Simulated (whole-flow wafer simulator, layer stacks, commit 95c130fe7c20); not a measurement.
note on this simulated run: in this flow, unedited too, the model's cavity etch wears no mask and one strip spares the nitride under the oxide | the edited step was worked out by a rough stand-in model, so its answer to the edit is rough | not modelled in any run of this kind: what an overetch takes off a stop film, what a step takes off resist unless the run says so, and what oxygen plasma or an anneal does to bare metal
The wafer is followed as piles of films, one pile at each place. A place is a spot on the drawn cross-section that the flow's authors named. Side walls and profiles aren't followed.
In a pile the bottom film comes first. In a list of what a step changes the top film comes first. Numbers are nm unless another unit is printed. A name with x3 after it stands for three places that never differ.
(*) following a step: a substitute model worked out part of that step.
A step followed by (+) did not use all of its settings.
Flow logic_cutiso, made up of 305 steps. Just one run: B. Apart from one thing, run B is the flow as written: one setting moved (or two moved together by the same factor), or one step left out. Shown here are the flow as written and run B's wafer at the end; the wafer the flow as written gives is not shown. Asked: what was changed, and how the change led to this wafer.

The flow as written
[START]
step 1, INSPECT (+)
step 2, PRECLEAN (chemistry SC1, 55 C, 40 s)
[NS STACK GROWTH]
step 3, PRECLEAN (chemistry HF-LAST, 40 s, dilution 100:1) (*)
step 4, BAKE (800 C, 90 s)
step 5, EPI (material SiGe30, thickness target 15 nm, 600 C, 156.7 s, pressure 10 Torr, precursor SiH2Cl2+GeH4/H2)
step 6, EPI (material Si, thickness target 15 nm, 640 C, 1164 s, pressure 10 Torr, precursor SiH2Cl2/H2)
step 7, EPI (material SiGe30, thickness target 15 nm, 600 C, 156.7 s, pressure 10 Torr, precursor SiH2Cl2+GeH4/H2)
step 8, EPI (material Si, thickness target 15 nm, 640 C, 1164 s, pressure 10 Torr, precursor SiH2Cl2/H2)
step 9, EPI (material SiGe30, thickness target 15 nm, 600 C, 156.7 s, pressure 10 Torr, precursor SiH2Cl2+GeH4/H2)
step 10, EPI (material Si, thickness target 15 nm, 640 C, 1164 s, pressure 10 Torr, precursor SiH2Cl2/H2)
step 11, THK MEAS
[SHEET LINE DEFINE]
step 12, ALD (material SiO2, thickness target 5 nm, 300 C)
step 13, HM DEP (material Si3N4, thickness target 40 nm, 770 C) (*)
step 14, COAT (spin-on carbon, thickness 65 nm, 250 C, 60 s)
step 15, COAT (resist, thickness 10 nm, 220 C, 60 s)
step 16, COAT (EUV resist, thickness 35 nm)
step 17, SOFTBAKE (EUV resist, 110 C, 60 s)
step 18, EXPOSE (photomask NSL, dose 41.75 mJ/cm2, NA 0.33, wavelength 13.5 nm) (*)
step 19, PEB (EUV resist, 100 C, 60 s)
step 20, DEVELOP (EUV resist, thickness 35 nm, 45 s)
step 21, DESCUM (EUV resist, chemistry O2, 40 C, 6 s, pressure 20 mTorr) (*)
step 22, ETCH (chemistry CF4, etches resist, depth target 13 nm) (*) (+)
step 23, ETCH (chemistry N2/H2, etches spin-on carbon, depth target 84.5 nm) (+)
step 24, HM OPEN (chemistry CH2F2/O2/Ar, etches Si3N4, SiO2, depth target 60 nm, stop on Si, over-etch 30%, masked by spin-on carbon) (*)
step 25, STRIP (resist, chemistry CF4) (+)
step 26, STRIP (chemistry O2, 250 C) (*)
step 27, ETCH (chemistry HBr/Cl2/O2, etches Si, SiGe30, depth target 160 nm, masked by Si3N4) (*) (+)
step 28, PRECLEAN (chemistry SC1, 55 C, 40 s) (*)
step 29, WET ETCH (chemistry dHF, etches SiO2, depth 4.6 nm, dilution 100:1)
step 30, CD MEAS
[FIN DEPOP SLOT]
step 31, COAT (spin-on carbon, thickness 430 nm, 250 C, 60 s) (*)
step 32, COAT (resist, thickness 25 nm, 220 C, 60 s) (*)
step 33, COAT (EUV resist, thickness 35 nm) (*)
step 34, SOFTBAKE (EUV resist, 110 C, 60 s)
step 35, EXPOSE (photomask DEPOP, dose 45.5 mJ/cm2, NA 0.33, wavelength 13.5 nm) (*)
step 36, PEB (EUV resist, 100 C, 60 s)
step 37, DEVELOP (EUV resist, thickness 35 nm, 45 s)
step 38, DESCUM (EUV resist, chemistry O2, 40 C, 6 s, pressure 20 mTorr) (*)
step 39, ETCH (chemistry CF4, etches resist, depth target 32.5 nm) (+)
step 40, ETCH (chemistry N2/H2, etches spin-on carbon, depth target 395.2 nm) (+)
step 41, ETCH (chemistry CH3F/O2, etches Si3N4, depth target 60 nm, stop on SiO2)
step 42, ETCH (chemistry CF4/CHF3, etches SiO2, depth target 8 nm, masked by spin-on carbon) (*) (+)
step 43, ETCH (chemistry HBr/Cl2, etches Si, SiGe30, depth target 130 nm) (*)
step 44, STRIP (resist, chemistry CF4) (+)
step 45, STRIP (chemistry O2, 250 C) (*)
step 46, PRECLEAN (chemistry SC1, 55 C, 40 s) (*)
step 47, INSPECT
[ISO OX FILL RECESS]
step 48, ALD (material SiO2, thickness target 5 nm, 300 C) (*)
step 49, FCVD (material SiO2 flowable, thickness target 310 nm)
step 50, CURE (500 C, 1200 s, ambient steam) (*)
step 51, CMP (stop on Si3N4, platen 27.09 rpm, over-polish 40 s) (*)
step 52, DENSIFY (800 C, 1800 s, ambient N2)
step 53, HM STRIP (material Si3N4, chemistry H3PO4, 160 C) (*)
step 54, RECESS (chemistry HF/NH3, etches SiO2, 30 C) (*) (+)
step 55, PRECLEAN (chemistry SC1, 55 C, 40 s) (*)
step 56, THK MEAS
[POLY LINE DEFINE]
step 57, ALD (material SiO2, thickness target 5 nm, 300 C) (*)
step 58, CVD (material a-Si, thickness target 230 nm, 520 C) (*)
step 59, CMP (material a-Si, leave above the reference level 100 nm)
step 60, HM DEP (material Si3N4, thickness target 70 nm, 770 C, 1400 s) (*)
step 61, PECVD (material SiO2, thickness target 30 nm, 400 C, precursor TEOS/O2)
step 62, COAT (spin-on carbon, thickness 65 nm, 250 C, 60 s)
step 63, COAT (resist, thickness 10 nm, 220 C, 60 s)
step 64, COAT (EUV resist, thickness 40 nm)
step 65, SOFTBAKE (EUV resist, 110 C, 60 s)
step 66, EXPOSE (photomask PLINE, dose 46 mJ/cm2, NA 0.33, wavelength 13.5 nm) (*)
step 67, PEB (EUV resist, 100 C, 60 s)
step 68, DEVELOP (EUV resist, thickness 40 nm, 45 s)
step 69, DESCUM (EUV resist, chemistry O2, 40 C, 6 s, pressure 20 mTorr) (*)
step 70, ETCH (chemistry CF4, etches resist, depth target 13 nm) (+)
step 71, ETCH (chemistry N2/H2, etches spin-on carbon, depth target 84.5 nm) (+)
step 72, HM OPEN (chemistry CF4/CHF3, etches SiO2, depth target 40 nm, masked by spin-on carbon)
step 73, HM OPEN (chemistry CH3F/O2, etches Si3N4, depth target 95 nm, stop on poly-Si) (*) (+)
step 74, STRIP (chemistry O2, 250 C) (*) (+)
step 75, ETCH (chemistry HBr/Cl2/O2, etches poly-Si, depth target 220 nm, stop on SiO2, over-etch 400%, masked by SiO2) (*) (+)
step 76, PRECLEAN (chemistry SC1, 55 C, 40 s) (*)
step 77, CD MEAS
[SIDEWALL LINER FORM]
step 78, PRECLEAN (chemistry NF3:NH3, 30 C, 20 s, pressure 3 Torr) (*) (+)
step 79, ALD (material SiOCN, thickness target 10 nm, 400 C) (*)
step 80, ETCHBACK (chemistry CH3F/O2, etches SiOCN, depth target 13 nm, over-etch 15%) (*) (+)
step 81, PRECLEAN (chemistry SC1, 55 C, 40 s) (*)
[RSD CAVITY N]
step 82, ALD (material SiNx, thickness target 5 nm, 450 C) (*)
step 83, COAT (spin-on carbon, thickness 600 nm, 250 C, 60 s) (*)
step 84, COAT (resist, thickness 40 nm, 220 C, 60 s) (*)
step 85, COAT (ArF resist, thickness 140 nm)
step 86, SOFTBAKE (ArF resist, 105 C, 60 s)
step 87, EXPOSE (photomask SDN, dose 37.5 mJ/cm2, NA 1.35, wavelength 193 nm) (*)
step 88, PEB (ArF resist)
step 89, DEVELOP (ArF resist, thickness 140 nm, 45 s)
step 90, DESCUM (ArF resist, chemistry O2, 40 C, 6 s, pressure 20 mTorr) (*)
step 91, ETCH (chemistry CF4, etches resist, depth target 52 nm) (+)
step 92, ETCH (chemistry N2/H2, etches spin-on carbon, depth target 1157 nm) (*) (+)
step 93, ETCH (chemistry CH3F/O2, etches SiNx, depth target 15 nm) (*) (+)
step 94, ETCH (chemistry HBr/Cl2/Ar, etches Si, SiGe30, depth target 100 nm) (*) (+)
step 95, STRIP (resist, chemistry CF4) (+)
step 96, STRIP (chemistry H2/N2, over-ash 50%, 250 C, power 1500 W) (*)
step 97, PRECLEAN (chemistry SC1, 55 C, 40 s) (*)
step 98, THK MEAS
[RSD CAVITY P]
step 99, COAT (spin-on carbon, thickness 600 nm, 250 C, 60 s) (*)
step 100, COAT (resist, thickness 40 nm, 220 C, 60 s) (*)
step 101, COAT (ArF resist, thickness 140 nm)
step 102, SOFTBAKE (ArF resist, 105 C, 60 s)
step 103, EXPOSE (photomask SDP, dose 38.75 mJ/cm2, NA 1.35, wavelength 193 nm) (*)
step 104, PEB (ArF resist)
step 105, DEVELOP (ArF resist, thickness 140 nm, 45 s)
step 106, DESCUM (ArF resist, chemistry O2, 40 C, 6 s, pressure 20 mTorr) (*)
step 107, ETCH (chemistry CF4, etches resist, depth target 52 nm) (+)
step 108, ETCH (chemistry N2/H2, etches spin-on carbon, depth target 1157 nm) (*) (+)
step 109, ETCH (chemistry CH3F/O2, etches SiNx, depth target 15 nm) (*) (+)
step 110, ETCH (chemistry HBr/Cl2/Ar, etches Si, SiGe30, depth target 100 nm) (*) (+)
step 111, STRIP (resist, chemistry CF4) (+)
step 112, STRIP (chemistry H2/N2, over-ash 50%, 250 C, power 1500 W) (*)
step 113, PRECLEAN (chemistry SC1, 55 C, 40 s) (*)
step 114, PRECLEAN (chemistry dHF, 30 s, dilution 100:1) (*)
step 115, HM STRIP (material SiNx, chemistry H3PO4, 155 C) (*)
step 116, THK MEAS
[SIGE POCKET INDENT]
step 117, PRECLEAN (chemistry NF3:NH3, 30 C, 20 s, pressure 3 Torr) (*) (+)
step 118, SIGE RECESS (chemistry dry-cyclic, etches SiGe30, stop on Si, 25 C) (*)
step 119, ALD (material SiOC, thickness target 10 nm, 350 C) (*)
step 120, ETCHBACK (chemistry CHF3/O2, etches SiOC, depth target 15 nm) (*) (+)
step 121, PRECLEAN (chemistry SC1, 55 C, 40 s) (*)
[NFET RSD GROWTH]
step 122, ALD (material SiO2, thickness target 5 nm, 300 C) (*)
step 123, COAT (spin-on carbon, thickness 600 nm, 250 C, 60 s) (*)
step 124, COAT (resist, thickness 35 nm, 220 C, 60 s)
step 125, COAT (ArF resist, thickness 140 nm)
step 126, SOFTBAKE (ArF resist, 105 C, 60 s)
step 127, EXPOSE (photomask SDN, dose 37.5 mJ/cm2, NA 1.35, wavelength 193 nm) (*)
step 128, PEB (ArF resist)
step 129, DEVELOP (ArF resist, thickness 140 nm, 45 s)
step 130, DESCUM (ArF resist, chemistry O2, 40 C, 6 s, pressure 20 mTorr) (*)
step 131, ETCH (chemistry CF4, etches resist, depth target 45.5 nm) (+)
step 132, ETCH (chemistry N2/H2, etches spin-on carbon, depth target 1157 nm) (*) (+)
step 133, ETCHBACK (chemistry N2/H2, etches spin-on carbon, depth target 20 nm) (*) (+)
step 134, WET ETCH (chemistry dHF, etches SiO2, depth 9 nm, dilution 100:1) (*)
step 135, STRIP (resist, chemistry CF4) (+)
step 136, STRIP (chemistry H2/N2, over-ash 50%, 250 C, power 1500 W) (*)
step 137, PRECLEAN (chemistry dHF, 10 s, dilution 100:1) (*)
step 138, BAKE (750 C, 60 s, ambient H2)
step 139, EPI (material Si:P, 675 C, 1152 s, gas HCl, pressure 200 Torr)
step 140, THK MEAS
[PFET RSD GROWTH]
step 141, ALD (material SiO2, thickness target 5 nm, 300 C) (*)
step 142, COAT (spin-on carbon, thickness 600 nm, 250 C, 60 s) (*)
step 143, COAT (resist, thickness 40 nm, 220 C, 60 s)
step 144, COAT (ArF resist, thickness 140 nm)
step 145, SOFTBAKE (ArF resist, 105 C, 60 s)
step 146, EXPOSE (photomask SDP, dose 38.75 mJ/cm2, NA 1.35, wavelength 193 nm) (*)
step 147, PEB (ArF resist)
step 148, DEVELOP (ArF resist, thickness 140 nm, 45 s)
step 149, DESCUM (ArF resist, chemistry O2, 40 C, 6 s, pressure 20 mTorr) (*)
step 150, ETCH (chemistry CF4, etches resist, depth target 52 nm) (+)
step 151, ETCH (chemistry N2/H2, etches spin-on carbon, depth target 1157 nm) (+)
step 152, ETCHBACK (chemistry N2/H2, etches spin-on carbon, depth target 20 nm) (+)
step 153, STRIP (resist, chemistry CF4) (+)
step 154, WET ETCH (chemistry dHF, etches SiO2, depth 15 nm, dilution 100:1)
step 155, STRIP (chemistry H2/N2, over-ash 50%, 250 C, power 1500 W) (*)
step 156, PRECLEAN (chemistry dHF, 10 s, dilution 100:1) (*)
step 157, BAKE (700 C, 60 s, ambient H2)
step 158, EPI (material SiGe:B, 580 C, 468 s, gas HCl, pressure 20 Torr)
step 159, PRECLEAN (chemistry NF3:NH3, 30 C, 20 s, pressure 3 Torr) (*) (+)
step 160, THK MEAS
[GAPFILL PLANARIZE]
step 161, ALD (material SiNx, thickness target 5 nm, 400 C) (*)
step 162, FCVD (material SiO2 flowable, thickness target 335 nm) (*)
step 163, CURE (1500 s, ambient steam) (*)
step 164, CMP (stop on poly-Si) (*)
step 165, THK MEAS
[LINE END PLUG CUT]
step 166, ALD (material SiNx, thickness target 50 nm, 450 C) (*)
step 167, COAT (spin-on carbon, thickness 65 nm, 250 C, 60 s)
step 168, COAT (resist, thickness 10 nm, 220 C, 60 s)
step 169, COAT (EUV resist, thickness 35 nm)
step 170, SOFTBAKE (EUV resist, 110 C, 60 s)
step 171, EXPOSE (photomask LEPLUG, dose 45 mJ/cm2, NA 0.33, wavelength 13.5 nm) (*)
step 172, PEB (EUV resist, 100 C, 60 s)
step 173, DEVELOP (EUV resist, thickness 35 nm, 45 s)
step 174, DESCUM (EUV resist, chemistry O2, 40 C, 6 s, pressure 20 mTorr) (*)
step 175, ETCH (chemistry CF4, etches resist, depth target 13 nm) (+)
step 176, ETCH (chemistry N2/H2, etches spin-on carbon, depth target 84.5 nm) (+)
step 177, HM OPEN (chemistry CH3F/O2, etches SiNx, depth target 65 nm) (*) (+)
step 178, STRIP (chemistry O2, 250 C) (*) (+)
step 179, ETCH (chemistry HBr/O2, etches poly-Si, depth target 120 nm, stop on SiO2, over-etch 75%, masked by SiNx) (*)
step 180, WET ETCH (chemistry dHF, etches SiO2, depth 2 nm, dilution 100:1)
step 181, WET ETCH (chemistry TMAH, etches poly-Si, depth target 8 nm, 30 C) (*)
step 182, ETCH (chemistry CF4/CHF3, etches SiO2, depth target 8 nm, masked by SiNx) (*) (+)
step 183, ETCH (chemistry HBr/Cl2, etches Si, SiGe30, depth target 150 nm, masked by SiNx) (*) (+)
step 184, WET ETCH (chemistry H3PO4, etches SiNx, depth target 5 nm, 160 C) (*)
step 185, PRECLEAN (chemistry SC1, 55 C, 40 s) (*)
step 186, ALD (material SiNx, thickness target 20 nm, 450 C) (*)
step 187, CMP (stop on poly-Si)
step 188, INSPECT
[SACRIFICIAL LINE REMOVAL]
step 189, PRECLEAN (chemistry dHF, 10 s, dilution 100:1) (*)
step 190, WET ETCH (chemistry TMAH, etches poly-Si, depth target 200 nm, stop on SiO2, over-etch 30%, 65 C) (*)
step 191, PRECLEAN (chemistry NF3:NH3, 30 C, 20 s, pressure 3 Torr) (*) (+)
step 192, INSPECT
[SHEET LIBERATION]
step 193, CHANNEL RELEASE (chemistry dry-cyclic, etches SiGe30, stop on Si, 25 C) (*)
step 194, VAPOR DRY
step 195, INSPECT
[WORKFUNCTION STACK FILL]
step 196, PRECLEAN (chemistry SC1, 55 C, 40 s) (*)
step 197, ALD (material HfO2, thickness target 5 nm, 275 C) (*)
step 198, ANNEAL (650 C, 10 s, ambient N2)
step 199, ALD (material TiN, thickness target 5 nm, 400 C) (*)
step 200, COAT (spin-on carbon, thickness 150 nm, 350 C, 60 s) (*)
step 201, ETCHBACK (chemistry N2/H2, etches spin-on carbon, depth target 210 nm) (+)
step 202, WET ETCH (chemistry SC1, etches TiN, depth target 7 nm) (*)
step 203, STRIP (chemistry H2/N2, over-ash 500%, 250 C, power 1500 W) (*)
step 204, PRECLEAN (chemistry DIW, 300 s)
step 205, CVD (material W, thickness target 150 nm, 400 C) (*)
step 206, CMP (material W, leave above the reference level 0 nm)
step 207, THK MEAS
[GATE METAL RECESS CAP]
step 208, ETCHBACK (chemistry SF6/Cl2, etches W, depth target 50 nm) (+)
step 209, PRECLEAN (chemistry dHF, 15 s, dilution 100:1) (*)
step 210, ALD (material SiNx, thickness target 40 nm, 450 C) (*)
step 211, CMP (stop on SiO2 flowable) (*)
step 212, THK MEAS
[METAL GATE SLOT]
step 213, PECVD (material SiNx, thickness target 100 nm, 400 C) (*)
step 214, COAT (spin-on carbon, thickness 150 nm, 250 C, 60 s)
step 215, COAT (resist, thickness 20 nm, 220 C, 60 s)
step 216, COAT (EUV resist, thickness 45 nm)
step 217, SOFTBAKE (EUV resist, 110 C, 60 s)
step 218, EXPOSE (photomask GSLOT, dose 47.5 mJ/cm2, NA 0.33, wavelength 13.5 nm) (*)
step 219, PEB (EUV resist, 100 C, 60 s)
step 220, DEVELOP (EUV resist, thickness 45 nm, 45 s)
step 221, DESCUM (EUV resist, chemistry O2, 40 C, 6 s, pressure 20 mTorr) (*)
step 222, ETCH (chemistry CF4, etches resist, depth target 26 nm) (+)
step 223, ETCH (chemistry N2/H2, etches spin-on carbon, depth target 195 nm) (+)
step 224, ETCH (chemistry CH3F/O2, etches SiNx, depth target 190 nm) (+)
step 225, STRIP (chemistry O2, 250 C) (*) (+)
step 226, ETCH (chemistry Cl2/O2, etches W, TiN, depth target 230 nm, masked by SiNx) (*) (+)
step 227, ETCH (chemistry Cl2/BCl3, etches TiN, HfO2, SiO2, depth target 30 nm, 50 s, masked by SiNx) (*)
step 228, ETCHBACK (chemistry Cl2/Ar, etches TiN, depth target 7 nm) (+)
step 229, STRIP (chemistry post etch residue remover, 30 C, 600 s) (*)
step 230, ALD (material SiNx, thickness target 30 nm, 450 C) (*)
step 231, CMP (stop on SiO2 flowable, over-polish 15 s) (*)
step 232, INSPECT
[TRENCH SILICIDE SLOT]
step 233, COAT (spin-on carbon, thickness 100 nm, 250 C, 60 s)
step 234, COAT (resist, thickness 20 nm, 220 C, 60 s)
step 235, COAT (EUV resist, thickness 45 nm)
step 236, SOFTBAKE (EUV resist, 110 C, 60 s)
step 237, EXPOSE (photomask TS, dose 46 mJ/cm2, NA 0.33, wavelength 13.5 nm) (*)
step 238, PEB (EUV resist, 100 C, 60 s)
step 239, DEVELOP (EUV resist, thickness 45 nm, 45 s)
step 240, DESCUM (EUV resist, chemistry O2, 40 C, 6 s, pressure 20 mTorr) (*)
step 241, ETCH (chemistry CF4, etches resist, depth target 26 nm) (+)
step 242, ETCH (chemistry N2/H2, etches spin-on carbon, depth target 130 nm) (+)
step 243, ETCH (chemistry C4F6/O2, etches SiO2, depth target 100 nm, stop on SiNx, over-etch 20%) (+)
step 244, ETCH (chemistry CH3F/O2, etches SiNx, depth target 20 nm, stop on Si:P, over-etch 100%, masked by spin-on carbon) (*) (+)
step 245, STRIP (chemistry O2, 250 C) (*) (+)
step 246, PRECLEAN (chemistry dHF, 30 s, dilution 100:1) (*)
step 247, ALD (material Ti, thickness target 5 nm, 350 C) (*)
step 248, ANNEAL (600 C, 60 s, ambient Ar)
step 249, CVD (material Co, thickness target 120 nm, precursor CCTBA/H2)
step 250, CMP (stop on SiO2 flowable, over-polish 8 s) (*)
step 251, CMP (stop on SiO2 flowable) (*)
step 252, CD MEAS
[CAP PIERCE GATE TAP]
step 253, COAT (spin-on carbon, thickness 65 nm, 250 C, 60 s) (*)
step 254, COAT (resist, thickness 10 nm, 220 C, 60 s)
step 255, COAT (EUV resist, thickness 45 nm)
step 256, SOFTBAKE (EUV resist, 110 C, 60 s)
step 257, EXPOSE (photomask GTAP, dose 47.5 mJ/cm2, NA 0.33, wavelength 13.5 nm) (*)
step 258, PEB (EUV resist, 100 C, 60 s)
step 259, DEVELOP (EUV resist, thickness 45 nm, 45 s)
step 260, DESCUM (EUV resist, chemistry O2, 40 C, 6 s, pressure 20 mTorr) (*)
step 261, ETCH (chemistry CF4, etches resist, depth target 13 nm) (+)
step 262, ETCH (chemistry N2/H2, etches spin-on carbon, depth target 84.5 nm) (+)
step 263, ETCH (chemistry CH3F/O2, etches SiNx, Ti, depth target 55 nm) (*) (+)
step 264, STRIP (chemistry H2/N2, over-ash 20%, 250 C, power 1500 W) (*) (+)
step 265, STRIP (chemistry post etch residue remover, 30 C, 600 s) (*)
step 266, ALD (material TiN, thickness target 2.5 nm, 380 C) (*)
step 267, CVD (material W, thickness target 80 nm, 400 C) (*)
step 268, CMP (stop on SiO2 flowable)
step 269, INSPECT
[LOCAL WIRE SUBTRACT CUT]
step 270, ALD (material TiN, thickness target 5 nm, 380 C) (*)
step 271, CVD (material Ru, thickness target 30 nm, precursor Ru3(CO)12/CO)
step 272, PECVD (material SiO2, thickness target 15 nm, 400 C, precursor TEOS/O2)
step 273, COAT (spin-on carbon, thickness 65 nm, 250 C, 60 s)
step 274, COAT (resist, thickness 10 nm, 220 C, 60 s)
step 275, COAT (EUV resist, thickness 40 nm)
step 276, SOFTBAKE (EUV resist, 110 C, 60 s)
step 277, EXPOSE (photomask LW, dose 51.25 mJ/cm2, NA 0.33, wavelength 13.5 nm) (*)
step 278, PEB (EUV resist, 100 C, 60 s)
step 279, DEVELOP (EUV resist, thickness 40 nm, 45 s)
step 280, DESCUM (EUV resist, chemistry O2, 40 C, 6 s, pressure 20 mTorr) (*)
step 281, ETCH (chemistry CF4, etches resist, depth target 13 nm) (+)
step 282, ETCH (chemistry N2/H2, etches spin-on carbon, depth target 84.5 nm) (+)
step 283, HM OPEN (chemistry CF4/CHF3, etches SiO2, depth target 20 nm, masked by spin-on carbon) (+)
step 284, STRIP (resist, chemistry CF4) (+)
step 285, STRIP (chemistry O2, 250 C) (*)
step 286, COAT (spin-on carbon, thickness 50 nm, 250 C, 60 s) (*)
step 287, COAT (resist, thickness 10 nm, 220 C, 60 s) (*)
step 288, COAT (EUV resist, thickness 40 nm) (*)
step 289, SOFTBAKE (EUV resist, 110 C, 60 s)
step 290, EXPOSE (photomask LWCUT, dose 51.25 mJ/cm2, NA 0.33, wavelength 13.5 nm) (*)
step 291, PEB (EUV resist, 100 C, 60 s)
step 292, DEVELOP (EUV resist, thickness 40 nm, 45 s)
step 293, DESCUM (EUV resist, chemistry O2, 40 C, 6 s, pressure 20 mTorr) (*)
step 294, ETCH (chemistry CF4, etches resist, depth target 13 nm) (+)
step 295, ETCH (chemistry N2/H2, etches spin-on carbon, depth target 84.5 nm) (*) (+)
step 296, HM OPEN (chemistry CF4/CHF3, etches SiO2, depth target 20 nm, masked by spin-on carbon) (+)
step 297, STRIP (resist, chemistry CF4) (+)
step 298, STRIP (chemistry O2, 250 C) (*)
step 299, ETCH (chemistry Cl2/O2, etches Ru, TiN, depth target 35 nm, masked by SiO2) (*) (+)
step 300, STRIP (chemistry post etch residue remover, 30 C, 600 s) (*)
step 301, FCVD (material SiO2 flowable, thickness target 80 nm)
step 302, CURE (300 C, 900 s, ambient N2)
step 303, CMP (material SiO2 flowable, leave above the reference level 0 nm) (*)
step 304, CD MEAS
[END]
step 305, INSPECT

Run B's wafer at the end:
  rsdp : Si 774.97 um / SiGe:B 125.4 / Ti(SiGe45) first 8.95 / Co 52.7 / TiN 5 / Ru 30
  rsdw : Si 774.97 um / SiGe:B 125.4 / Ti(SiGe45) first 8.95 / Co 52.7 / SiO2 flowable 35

The reason: step 110, ETCH: depth target 115 nm was run, though the flow has depth target 100 nm.

How this came from the change, step by step:
  step 110, ETCH (chemistry HBr/Cl2/Ar, etches Si, SiGe30, depth target 100 nm) (*) (+)
      rsdp, rsdw: -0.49 chemical SiO2 (all of it), -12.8 Si (all of it), -15 SiGe30 (all of it), -15 Si (all of it), -15 SiGe30 (all of it), -15 Si (all of it), -15 SiGe30 (all of it), -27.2 Si (as written it would have been: -0.49 chemical SiO2 (all of it), -12.8 Si (all of it), -15 SiGe30 (all of it), -15 Si (all of it), -15 SiGe30 (all of it), -15 Si (all of it), -15 SiGe30 (all of it), -12.2 Si)
  step 158, EPI (material SiGe:B, 580 C, 468 s, gas HCl, pressure 20 Torr)
      rsdp, rsdw: +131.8 SiGe:B (new film) (as written it would have been: +116.8 SiGe:B (new film))
